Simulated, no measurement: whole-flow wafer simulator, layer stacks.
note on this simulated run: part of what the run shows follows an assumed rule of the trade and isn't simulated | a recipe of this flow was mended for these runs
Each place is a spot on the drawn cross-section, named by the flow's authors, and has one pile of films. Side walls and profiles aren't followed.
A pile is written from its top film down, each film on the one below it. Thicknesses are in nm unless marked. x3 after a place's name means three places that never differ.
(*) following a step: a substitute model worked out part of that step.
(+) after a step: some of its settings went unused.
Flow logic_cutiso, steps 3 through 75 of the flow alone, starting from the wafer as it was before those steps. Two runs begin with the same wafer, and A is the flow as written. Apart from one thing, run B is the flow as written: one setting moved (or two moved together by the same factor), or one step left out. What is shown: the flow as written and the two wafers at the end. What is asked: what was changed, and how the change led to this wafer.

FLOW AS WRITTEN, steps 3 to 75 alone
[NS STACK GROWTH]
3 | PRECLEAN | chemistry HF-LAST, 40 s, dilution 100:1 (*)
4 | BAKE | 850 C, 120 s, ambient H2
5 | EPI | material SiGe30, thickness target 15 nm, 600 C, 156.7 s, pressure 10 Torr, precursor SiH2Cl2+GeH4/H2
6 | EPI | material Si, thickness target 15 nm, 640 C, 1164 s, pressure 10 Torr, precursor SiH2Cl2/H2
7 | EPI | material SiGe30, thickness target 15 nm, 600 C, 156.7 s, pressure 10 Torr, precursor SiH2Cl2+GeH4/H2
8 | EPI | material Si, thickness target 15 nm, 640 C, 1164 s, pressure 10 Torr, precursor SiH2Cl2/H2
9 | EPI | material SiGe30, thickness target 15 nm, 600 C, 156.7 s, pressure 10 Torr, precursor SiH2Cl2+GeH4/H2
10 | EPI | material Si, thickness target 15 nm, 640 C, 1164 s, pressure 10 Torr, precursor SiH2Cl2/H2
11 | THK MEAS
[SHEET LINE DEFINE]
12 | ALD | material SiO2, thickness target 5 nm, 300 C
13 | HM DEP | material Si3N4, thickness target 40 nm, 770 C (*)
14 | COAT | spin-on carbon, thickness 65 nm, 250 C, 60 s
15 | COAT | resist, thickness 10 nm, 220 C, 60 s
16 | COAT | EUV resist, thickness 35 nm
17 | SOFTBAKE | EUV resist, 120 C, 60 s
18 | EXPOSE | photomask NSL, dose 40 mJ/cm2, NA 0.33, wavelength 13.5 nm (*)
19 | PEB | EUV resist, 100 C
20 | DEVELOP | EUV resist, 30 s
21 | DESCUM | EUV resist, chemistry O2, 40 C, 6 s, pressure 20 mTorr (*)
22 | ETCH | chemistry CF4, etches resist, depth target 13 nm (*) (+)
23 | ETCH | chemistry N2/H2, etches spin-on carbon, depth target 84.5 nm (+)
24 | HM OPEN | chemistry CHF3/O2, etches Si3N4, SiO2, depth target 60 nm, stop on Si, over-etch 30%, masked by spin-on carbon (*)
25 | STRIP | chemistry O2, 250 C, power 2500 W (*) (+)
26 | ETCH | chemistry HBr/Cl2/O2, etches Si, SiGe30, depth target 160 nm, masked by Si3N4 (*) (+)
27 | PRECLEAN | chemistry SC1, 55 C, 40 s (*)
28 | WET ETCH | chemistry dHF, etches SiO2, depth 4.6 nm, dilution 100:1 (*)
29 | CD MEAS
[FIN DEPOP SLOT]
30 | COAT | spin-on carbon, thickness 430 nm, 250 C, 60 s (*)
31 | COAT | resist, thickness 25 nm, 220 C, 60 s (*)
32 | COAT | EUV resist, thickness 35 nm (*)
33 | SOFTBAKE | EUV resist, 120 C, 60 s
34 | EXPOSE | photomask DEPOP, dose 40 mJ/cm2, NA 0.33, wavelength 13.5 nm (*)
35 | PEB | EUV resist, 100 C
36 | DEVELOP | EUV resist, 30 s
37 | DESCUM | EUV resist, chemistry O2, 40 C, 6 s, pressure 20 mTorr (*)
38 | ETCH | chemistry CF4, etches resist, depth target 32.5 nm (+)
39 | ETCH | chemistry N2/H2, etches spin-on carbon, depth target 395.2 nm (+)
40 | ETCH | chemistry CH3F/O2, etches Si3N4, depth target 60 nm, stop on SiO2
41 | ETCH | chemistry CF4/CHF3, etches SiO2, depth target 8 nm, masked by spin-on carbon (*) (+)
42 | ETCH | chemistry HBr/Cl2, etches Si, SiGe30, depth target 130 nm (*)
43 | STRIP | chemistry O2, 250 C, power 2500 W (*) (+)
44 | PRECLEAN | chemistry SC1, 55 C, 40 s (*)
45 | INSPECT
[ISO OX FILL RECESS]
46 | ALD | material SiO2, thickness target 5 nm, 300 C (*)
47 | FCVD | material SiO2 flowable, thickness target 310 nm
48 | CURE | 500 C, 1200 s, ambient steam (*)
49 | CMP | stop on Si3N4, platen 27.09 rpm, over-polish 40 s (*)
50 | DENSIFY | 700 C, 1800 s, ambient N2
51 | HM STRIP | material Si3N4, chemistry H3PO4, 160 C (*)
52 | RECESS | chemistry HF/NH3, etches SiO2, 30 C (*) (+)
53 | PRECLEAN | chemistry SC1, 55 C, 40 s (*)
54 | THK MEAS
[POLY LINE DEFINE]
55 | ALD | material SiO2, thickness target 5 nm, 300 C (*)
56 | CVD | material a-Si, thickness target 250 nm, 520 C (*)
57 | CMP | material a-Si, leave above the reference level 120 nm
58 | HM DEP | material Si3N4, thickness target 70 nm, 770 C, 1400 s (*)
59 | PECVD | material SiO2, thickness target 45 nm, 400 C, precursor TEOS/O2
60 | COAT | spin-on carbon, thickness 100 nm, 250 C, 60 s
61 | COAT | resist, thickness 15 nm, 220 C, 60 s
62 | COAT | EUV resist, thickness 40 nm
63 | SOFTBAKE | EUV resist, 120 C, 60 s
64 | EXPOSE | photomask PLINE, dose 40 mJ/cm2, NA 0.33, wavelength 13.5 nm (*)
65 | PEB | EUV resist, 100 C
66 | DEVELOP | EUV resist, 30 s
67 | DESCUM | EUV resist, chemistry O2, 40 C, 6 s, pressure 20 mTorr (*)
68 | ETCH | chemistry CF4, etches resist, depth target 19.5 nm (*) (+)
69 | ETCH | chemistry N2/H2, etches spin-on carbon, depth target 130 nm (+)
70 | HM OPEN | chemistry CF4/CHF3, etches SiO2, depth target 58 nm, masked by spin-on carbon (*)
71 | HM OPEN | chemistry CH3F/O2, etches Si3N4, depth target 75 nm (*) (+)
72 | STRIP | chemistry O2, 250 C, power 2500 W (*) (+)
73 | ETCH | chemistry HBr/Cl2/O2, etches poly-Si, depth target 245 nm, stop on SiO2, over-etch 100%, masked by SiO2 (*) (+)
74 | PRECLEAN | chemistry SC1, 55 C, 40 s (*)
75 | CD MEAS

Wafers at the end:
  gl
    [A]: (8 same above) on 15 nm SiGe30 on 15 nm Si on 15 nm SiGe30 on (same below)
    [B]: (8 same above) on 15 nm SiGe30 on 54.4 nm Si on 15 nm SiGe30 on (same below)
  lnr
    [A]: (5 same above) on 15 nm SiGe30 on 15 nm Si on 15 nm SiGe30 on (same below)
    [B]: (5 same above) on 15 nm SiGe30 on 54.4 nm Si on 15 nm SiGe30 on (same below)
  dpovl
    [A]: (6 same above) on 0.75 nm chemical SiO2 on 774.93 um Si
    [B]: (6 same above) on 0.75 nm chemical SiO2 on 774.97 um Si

Cause: step 6, EPI: 672 C was run, though the flow has 640 C.

Step by step, how the change led to this:
  6 | EPI | material Si, thickness target 15 nm, 640 C, 1164 s, pressure 10 Torr, precursor SiH2Cl2/H2
      depop, dpovl, gfld and 19 more: A Si gains 15 (new film) | B Si gains 54.4 (new film)
  26 | ETCH | chemistry HBr/Cl2/O2, etches Si, SiGe30, depth target 160 nm, masked by Si3N4 (*) (+)
      dpovl, gfld, gxf, iso, isow, lnri, nsgap: A chemical SiO2 loses 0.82 (all of it), Si loses 12 (all of it), SiGe30 loses 15 (all of it), Si loses 15 (all of it), SiGe30 loses 15 (all of it), Si loses 15 (all of it), SiGe30 loses 15 (all of it), Si loses 73 | B chemical SiO2 loses 0.82 (all of it), Si loses 12 (all of it), SiGe30 loses 15 (all of it), Si loses 15 (all of it), SiGe30 loses 15 (all of it), Si loses 54.4 (all of it), SiGe30 loses 15 (all of it), Si loses 33.6
  42 | ETCH | chemistry HBr/Cl2, etches Si, SiGe30, depth target 130 nm (*)
      depop: A Si loses 13.8 (all of it), SiGe30 loses 15 (all of it), Si loses 15 (all of it), SiGe30 loses 15 (all of it), Si loses 15 (all of it), SiGe30 loses 15 (all of it), Si loses 41.2 | B Si loses 13.8 (all of it), SiGe30 loses 15 (all of it), Si loses 15 (all of it), SiGe30 loses 15 (all of it), Si loses 54.4 (all of it), SiGe30 loses 15 (all of it), Si loses 1.83
